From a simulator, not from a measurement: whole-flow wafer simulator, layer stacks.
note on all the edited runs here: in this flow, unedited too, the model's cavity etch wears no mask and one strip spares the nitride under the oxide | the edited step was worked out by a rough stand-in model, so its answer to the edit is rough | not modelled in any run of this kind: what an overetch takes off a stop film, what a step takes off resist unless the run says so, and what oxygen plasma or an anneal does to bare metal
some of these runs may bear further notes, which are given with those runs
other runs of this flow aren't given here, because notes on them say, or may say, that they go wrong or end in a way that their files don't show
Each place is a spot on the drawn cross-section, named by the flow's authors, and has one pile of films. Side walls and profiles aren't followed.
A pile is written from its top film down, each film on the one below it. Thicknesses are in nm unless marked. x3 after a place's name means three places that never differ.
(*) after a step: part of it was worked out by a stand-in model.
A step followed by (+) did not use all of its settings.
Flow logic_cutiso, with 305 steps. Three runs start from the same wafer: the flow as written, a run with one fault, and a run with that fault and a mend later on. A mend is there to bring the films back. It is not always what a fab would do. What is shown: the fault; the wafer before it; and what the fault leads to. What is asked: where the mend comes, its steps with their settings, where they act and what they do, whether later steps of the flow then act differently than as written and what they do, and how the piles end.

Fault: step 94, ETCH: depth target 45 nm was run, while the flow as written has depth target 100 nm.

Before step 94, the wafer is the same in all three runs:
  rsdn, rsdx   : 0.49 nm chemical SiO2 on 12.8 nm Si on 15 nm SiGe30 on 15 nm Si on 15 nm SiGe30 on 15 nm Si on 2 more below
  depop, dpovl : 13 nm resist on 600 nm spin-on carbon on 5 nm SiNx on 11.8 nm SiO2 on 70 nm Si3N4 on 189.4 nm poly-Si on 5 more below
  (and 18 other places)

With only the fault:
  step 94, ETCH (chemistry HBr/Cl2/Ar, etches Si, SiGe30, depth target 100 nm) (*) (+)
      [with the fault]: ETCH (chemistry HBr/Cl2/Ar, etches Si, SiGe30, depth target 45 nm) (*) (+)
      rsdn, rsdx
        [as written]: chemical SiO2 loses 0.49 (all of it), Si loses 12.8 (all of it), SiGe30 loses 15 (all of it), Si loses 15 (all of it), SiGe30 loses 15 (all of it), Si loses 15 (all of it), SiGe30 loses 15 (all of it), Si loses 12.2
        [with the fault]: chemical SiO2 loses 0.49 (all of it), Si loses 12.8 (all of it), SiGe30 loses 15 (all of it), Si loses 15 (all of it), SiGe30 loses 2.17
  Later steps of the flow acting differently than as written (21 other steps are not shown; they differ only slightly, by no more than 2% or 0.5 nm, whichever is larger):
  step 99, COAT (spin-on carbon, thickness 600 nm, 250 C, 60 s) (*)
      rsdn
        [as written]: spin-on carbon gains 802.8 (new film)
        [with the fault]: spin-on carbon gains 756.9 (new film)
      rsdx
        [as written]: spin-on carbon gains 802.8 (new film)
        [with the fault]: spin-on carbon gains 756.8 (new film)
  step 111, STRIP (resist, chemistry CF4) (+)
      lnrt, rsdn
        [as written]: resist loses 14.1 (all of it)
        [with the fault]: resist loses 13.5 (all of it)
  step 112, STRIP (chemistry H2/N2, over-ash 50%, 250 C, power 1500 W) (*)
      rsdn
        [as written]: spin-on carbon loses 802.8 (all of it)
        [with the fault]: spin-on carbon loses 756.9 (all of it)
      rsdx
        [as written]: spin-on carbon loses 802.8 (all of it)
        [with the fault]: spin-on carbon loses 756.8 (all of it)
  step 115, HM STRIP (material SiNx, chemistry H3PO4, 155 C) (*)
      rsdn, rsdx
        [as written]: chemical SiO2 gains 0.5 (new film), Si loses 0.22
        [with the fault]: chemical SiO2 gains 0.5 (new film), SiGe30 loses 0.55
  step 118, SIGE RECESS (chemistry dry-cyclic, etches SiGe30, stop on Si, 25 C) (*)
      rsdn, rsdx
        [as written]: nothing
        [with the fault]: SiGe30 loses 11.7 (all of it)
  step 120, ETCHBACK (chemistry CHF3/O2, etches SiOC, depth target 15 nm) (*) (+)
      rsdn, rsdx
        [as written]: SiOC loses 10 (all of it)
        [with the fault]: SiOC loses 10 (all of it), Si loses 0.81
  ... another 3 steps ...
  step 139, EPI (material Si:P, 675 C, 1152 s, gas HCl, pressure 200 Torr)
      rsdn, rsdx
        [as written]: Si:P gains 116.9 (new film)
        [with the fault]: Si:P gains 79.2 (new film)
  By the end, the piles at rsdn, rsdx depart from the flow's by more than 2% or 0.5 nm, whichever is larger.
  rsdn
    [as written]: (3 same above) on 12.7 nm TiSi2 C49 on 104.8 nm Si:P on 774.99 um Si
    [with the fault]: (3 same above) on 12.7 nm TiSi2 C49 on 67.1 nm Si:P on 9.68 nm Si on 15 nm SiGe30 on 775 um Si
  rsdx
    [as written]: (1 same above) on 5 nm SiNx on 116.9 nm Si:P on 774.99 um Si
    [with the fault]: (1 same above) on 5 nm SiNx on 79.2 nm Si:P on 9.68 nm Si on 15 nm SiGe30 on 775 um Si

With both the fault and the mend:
  After step 94 comes the mend.
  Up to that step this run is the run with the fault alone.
  step 94a, ETCH (chemistry HBr/Cl2/Ar, etches Si, SiGe30, depth target 55 nm) (*) (+) (the flow's step 94, run once more with other settings)
      rsdn, rsdx
        SiGe30 loses 12.8 (all of it), Si loses 15 (all of it), SiGe30 loses 15 (all of it), Si loses 12.2
  Every later step of the flow that is run acts as written at every place that is followed.
  By the end, the piles equal the flow's at every place that both follow.
